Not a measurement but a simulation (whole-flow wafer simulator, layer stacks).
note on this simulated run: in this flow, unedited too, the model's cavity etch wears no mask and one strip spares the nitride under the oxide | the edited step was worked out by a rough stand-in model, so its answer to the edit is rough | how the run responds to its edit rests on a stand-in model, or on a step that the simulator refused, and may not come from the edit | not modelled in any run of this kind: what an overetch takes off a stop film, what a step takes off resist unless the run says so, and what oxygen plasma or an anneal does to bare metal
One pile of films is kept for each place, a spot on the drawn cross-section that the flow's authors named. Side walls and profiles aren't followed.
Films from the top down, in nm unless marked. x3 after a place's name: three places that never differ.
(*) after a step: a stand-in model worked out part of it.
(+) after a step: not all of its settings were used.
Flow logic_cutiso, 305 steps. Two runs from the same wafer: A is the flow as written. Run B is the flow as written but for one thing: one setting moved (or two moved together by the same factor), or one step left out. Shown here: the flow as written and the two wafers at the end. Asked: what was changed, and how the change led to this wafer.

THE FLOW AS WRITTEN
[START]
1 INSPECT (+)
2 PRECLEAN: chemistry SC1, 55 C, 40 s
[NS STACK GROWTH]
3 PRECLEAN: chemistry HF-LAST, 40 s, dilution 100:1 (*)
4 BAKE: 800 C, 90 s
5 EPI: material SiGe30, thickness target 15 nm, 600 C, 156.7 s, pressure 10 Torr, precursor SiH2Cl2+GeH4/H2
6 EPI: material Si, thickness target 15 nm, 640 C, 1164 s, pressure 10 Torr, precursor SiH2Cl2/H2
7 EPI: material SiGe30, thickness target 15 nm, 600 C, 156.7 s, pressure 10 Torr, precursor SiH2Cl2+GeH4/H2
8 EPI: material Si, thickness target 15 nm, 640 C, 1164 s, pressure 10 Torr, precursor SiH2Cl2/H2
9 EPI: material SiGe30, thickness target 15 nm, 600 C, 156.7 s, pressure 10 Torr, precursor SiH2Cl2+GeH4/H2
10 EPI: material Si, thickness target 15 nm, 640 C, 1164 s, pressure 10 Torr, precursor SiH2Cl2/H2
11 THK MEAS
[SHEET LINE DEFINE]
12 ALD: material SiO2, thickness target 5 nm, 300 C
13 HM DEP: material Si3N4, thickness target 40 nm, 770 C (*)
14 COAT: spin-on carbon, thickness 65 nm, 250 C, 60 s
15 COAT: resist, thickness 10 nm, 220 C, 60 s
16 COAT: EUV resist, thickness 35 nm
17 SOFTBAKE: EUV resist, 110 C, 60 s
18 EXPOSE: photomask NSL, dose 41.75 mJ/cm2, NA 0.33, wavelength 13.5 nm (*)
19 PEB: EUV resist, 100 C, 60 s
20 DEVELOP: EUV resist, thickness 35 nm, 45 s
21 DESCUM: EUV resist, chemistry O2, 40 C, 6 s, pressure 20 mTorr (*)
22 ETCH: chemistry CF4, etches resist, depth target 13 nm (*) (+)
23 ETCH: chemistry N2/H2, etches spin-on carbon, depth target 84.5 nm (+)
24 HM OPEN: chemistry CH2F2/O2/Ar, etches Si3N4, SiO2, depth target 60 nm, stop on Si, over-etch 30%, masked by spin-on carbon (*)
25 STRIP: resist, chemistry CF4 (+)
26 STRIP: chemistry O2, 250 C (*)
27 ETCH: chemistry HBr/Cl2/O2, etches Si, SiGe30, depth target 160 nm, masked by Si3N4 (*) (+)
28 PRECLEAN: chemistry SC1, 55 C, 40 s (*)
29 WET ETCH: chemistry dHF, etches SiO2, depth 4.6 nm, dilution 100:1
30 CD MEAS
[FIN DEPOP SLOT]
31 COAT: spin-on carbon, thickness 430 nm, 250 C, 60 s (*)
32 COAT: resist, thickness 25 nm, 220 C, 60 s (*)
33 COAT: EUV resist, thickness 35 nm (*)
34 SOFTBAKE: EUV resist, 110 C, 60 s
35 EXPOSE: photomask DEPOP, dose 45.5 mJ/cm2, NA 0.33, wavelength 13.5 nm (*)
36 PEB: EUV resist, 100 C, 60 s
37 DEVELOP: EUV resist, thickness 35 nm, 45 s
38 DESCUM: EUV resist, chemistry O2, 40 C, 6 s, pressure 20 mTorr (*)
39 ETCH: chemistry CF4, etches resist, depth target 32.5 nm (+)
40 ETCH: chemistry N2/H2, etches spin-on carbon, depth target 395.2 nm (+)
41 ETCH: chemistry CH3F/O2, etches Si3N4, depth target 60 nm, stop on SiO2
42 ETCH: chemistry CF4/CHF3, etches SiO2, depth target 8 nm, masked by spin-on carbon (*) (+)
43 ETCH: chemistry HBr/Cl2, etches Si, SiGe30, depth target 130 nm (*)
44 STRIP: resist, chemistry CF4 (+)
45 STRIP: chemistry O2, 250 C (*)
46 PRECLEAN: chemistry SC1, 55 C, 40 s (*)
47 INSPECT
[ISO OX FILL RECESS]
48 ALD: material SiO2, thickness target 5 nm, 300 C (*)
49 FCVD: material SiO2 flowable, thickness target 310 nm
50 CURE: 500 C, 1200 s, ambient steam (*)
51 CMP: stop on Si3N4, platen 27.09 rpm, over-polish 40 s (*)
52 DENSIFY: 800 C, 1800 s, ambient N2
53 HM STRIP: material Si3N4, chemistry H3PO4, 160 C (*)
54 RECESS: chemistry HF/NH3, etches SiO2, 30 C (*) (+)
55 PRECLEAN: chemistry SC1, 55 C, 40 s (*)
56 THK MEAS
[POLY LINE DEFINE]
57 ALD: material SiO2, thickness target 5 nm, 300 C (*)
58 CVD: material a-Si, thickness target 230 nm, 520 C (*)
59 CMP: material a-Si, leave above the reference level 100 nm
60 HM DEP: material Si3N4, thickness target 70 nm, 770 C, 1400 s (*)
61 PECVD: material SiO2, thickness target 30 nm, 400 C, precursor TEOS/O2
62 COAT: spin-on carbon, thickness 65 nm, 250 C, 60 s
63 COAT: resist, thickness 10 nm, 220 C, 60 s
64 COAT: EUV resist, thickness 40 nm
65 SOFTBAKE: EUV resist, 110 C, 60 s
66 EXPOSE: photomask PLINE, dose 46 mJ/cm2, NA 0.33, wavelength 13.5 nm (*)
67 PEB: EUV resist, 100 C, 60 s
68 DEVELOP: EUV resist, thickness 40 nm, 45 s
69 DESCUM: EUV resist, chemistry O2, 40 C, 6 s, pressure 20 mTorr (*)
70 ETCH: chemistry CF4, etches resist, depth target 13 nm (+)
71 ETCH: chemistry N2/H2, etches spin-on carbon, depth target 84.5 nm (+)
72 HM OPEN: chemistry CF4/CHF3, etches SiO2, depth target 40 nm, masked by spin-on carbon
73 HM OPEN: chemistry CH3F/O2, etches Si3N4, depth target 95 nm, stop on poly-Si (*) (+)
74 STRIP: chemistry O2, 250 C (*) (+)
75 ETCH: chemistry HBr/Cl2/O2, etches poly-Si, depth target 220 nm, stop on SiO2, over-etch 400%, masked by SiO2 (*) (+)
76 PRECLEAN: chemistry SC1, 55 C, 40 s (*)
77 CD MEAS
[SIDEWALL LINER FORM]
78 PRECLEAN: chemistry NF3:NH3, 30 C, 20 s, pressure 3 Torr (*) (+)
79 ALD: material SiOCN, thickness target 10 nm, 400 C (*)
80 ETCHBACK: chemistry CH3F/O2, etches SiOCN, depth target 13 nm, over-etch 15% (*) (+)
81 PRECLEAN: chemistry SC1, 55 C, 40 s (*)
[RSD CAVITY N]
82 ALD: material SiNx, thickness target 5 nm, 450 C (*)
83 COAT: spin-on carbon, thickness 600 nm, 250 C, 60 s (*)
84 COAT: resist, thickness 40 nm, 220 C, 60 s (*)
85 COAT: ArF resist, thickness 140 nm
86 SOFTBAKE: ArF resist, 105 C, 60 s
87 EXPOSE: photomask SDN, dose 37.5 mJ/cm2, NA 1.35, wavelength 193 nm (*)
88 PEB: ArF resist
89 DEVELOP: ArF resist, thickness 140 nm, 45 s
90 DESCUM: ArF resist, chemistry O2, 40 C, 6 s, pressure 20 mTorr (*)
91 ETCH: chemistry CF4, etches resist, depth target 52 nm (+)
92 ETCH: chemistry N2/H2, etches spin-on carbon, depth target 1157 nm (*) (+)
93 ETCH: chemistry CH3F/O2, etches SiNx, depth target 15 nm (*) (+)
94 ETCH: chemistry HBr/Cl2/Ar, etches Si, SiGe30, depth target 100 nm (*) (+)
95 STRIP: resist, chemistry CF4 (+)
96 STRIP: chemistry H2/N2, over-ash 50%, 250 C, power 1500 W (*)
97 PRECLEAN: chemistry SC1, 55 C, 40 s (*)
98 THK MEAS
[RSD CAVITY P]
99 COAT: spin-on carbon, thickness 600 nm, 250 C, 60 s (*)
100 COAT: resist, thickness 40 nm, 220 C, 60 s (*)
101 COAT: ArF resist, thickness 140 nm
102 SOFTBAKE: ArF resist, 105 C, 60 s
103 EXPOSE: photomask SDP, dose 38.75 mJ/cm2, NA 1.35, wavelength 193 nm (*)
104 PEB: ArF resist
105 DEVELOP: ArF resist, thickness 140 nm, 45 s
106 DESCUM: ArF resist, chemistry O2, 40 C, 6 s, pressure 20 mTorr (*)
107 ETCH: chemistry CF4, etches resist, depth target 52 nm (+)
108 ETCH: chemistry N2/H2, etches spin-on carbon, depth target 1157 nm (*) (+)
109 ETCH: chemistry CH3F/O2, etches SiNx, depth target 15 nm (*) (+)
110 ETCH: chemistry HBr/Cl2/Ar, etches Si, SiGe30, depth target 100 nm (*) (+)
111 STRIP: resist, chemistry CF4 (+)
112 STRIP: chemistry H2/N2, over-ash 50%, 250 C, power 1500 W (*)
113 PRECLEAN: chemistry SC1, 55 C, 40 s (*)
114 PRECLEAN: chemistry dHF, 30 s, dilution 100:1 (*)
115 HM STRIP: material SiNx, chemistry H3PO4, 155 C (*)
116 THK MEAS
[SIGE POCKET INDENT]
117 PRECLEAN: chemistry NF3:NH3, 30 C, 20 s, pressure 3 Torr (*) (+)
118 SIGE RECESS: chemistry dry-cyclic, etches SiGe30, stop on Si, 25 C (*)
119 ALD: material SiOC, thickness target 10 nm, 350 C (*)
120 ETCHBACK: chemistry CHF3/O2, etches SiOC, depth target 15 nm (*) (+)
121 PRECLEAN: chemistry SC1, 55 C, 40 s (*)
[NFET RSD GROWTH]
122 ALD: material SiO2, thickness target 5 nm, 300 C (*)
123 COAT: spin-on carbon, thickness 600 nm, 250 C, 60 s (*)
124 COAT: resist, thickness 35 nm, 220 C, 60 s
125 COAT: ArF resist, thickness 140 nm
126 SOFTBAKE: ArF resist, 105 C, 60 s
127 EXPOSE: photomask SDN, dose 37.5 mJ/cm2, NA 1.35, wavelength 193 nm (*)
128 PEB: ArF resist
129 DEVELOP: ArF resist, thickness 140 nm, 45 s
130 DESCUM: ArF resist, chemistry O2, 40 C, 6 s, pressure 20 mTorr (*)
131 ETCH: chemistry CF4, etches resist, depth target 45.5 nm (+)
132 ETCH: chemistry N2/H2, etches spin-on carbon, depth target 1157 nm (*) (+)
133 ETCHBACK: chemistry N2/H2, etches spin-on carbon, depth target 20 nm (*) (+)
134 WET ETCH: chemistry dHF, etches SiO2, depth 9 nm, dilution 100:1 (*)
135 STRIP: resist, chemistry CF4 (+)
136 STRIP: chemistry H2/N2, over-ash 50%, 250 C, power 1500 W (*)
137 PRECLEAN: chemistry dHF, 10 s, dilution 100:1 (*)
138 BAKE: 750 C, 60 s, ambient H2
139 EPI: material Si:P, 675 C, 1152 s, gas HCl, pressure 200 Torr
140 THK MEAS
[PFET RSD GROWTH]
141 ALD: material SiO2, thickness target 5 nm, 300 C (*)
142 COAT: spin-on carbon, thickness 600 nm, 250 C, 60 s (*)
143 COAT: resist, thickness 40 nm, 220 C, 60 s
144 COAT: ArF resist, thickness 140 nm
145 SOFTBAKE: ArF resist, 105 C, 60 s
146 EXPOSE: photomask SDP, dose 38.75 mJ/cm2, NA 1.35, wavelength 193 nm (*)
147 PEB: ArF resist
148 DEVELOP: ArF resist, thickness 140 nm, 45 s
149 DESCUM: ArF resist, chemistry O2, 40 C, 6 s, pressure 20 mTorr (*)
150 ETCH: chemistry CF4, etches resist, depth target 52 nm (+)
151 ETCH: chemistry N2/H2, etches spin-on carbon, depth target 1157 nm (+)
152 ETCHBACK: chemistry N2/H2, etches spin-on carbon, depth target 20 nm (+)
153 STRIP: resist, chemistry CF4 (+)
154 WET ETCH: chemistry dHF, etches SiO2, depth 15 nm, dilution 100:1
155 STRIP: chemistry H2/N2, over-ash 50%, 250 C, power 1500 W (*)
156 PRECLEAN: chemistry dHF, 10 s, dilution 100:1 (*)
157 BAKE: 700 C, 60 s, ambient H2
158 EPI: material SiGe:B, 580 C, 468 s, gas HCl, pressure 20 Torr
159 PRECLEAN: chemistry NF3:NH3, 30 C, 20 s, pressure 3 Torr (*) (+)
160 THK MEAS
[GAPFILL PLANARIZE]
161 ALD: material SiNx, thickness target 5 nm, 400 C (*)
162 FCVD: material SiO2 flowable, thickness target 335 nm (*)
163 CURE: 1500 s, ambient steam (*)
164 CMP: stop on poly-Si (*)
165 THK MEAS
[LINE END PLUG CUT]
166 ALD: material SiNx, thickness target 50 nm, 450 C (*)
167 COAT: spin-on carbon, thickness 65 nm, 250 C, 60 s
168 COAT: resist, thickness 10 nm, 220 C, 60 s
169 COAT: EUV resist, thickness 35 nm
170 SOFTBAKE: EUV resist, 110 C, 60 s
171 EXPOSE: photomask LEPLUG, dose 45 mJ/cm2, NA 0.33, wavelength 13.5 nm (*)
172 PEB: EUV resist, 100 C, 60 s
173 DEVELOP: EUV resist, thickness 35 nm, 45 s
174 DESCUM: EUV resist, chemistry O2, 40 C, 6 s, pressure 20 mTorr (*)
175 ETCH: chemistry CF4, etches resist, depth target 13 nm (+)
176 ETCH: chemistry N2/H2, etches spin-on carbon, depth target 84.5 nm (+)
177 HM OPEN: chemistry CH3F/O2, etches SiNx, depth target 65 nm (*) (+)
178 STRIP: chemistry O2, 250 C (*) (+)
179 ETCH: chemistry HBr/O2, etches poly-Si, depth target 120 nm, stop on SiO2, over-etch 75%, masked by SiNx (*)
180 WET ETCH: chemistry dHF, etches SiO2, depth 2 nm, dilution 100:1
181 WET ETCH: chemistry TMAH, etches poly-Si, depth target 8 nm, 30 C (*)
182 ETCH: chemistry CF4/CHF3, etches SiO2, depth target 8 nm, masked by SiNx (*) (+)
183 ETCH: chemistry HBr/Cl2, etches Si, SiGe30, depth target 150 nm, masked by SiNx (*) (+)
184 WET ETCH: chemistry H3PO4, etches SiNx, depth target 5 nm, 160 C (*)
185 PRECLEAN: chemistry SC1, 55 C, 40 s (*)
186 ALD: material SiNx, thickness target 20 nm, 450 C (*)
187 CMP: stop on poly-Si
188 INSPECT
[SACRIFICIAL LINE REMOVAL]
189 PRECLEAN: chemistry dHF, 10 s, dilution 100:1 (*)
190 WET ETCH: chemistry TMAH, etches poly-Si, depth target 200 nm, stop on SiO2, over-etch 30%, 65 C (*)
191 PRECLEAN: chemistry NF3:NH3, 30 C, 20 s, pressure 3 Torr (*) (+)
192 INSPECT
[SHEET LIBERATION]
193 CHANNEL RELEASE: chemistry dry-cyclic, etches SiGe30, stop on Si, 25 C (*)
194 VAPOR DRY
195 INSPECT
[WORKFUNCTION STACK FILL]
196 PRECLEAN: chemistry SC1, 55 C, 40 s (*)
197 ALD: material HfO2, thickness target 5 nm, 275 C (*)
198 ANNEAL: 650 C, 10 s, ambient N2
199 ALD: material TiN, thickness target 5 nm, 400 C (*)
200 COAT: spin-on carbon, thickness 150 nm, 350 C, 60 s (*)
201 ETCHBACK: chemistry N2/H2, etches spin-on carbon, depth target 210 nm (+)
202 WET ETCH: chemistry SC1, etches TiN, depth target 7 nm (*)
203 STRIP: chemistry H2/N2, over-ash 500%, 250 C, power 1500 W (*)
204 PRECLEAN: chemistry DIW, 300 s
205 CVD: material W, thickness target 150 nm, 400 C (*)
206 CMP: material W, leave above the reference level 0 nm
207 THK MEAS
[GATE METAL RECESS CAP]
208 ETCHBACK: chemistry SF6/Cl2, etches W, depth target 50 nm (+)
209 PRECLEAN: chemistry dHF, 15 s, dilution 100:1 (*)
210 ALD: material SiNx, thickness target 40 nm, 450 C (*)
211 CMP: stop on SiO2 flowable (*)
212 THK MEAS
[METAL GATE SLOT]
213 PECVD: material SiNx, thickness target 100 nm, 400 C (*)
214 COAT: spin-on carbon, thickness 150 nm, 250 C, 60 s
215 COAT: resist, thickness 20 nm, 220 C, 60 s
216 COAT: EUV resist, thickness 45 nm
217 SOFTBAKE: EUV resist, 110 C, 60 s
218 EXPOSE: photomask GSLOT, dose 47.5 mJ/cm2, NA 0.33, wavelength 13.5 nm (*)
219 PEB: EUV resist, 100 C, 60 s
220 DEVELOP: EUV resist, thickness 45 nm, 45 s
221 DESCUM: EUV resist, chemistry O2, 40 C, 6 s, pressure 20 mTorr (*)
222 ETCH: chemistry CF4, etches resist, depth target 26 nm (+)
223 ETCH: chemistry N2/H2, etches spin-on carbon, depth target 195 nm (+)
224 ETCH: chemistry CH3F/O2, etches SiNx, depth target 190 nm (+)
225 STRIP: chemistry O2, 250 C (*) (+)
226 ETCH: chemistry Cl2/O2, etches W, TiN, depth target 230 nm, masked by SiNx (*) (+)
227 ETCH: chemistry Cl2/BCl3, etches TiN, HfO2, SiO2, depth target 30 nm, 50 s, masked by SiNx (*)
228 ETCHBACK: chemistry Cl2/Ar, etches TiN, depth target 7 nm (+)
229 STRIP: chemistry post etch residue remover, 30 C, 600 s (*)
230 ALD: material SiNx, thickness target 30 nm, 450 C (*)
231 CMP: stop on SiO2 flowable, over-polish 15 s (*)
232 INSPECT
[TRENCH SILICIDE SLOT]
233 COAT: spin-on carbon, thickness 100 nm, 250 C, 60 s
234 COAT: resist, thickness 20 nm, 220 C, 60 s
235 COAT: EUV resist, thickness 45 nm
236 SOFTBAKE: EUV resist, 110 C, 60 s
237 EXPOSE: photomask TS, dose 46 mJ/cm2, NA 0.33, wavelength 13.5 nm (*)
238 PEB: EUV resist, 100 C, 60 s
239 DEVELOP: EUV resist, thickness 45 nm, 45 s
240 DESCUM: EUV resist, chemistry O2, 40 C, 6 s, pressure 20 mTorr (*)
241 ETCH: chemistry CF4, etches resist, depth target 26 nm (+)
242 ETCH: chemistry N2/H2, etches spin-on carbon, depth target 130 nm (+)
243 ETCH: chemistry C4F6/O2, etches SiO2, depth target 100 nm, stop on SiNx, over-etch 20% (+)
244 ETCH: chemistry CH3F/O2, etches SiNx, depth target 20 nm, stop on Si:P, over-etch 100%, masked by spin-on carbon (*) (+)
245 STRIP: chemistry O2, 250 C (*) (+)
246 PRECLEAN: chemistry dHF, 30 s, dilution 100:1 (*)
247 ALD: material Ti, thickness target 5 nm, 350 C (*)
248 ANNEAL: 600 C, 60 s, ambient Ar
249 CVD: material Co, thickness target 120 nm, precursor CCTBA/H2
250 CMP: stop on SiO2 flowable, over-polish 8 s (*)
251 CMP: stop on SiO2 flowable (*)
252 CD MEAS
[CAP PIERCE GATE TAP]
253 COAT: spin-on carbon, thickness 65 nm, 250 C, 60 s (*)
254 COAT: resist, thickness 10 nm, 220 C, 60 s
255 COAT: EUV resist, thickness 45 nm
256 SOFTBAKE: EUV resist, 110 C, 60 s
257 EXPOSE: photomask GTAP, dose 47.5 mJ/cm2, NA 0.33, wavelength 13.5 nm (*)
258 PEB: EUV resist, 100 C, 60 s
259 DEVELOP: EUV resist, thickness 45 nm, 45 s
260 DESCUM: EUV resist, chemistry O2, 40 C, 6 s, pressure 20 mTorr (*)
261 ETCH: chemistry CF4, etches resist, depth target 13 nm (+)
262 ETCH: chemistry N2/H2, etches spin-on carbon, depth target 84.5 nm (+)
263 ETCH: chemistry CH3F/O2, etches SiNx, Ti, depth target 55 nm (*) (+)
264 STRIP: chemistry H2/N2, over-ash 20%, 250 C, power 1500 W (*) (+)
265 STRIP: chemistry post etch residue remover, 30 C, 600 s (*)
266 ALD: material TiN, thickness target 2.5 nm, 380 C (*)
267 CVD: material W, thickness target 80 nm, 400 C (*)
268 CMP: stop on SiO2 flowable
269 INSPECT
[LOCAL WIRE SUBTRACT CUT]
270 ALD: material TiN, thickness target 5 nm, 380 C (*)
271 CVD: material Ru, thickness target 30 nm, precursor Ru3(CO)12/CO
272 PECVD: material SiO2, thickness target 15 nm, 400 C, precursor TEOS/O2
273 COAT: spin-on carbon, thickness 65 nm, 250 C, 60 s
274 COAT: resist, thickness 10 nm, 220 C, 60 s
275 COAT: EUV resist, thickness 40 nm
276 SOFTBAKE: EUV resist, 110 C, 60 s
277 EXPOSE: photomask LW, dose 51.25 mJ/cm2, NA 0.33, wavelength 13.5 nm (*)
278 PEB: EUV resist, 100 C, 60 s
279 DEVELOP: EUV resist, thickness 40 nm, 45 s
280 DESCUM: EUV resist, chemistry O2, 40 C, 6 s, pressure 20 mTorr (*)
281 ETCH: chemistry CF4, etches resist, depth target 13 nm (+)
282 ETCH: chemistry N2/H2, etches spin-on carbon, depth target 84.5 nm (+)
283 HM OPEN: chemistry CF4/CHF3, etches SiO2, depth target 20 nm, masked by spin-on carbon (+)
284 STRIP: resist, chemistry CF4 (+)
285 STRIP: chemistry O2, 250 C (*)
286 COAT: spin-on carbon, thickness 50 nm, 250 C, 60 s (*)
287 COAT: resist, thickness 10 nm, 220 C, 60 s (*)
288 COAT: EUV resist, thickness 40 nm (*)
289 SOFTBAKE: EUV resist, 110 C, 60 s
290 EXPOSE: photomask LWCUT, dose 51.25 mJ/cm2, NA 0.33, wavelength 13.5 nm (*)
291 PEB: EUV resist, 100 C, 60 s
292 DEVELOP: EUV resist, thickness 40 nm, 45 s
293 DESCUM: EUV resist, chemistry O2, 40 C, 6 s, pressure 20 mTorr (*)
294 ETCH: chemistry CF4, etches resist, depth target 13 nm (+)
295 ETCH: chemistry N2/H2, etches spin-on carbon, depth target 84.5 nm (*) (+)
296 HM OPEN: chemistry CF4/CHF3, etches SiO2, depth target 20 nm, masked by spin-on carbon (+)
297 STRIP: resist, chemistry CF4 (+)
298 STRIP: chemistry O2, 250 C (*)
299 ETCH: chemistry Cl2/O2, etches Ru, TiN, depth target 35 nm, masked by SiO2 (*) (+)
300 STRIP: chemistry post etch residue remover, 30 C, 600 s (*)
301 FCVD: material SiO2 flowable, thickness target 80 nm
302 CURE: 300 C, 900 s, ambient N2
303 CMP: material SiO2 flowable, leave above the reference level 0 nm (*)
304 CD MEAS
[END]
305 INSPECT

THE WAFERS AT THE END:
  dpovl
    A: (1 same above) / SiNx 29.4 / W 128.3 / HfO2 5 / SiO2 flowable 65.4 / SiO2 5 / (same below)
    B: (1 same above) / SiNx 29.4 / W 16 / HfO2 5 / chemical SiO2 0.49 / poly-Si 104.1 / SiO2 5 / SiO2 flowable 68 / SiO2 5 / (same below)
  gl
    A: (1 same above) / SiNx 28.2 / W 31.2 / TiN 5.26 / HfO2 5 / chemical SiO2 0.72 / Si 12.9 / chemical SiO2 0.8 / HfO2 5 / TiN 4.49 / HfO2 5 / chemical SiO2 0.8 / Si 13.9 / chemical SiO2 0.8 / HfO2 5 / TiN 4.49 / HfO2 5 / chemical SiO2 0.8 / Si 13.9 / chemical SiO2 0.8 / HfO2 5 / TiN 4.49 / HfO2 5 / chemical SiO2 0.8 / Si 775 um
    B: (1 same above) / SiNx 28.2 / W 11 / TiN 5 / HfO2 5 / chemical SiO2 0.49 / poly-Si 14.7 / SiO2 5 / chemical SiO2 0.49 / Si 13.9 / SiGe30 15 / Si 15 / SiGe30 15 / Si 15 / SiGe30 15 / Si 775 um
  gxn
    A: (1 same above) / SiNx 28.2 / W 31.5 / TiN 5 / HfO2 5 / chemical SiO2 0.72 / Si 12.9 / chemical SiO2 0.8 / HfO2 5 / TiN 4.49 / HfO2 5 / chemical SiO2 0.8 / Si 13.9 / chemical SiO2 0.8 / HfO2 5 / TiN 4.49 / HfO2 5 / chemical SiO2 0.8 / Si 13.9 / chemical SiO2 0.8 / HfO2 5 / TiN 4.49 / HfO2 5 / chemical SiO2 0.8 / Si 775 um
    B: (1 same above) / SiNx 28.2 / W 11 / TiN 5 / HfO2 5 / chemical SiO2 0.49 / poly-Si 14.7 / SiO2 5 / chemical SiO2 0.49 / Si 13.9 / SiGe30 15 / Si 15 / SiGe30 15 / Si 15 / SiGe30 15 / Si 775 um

The cause: step 190, WET ETCH: depth target 85 nm was run, where the flow has depth target 200 nm.

How the change led to this, step by step:
  190 WET ETCH: chemistry TMAH, etches poly-Si, depth target 200 nm, stop on SiO2, over-etch 30%, 65 C (*)
      depop, dpovl, gfld, gxf, isow, nsgap: A poly-Si -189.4 (all of it) | B poly-Si -85
      gl, glp, gxn, gxp, ns, tap: A poly-Si -100 (all of it) | B poly-Si -85
  191 PRECLEAN: chemistry NF3:NH3, 30 C, 20 s, pressure 3 Torr (*) (+)
      depop, dpovl, gfld, gxf, isow, nsgap: A SiO2 -5 (all of it), SiO2 flowable -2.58 | B nothing
      gl, glp, gxn, gxp, ns, tap: A SiO2 -5 (all of it), chemical SiO2 -0.49 (all of it) | B nothing
  193 CHANNEL RELEASE: chemistry dry-cyclic, etches SiGe30, stop on Si, 25 C (*)
      gl, glp, gxn, gxp, ns, tap: A chemical SiO2 +0.8 (new film), Si -0.99, chemical SiO2 +0.8 (new film), cavity +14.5 (new film), chemical SiO2 +0.8 (new film), SiGe30 -15 (all of it), Si -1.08, chemical SiO2 +0.8 (new film), cavity +14.5 (new film), chemical SiO2 +0.8 (new film), SiGe30 -15 (all of it), Si -1.08, chemical SiO2 +0.8 (new film), cavity +14.5 (new film), chemical SiO2 +0.8 (new film), SiGe30 -15 (all of it), Si -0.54 | B nothing
  196 PRECLEAN: chemistry SC1, 55 C, 40 s (*)
      gl, glp, gxn, gxp, ns, tap: A chemical SiO2 -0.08 | B chemical SiO2 +0.49 (new film), poly-Si -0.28
  197 ALD: material HfO2, thickness target 5 nm, 275 C (*)
      gl, glp, gxn, gxp, ns, tap: A HfO2 +5 (new film), HfO2 +5 (new film), cavity -10, HfO2 +5 (new film), HfO2 +5 (new film), cavity -10, HfO2 +5 (new film), HfO2 +5 (new film), cavity -10, HfO2 +5 (new film) | B HfO2 +5 (new film)
      gxf: A HfO2 +7.7 (new film) | B HfO2 +5 (new film)
  199 ALD: material TiN, thickness target 5 nm, 400 C (*)
      gl, glp, tap: A TiN +5.26 (new film), TiN +4.49 (new film), cavity -4.49 (all of it), TiN +4.49 (new film), cavity -4.49 (all of it), TiN +4.49 (new film), cavity -4.49 (all of it) | B TiN +5 (new film)
      gxn, gxp, ns: A TiN +5 (new film), TiN +4.49 (new film), cavity -4.49 (all of it), TiN +4.49 (new film), cavity -4.49 (all of it), TiN +4.49 (new film), cavity -4.49 (all of it) | B TiN +5 (new film)
      (and at 1 more place)
  200 COAT: spin-on carbon, thickness 150 nm, 350 C, 60 s (*)
      gl, glp, gxn, gxp: A spin-on carbon +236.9 (new film) | B spin-on carbon +220.9 (new film)
      lnr, lnrp: A spin-on carbon +133.9 (new film) | B spin-on carbon +138.1 (new film)
      (and at 16 more places)
  201 ETCHBACK: chemistry N2/H2, etches spin-on carbon, depth target 210 nm (+)
      lnr, lnrp: A spin-on carbon -133.9 (all of it) | B spin-on carbon -138.1 (all of it)
      rsdn, rsdw: A spin-on carbon -145.8 (all of it) | B spin-on carbon -150 (all of it)
      (and at 11 more places)
  203 STRIP: chemistry H2/N2, over-ash 500%, 250 C, power 1500 W (*)
      gl, glp: A spin-on carbon -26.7 (all of it) | B spin-on carbon -10.8 (all of it)
      gxn, gxp: A spin-on carbon -26.8 (all of it) | B spin-on carbon -10.8 (all of it)
      (and at 3 more places)
  205 CVD: material W, thickness target 150 nm, 400 C (*)
      depop, dpovl, isow, nsgap: A W +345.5 (new film) | B W +233.2 (new film)
      gl, glp, tap: A W +248.4 (new film) | B W +228.2 (new film)
      (and at 5 more places)
  226 ETCH: chemistry Cl2/O2, etches W, TiN, depth target 230 nm, masked by SiNx (*) (+)
      depop, dpovl, gl and 18 more: A SiNx -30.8 | B SiNx -2.7
      gfld: A W -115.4 (all of it), TiN -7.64 (all of it), HfO2 -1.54 | B W -5.81 (all of it), TiN -5 (all of it), HfO2 -0.14
  227 ETCH: chemistry Cl2/BCl3, etches TiN, HfO2, SiO2, depth target 30 nm, 50 s, masked by SiNx (*)
      gfld: A HfO2 -3.46 (all of it), SiO2 flowable -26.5 | B HfO2 -4.86 (all of it), chemical SiO2 -0.49 (all of it), poly-Si -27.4
  228 ETCHBACK: chemistry Cl2/Ar, etches TiN, depth target 7 nm (+)
      gfld: A SiO2 flowable -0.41 | B poly-Si -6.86
  230 ALD: material SiNx, thickness target 30 nm, 450 C (*)
      gfld: A SiNx +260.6 (new film) | B SiNx +184.2 (new film)
  231 CMP: stop on SiO2 flowable, over-polish 15 s (*)
      depop, dpovl, gfld and 10 more: A SiNx -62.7 | B SiNx -90.8
      lnr, lnri, lnrp, lnrt: A SiNx -61 (all of it), SiOCN -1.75 | B SiNx -89 (all of it), SiOCN -1.75
      (and at 5 more places)
Counting metal films that touch as one body, gl has 1 body; the flow as written gives 4 bodies (between them, from the top down: HfO2 5 / chemical SiO2 0.72 / Si 12.9 / chemical SiO2 0.8 / HfO2 5; HfO2 5 / chemical SiO2 0.8 / Si 13.9 / chemical SiO2 0.8 / HfO2 5; HfO2 5 / chemical SiO2 0.8 / Si 13.9 / chemical SiO2 0.8 / HfO2 5).
Counting metal films that touch as one body, gxn has 1 body; the flow as written gives 4 bodies (between them, from the top down: HfO2 5 / chemical SiO2 0.72 / Si 12.9 / chemical SiO2 0.8 / HfO2 5; HfO2 5 / chemical SiO2 0.8 / Si 13.9 / chemical SiO2 0.8 / HfO2 5; HfO2 5 / chemical SiO2 0.8 / Si 13.9 / chemical SiO2 0.8 / HfO2 5).
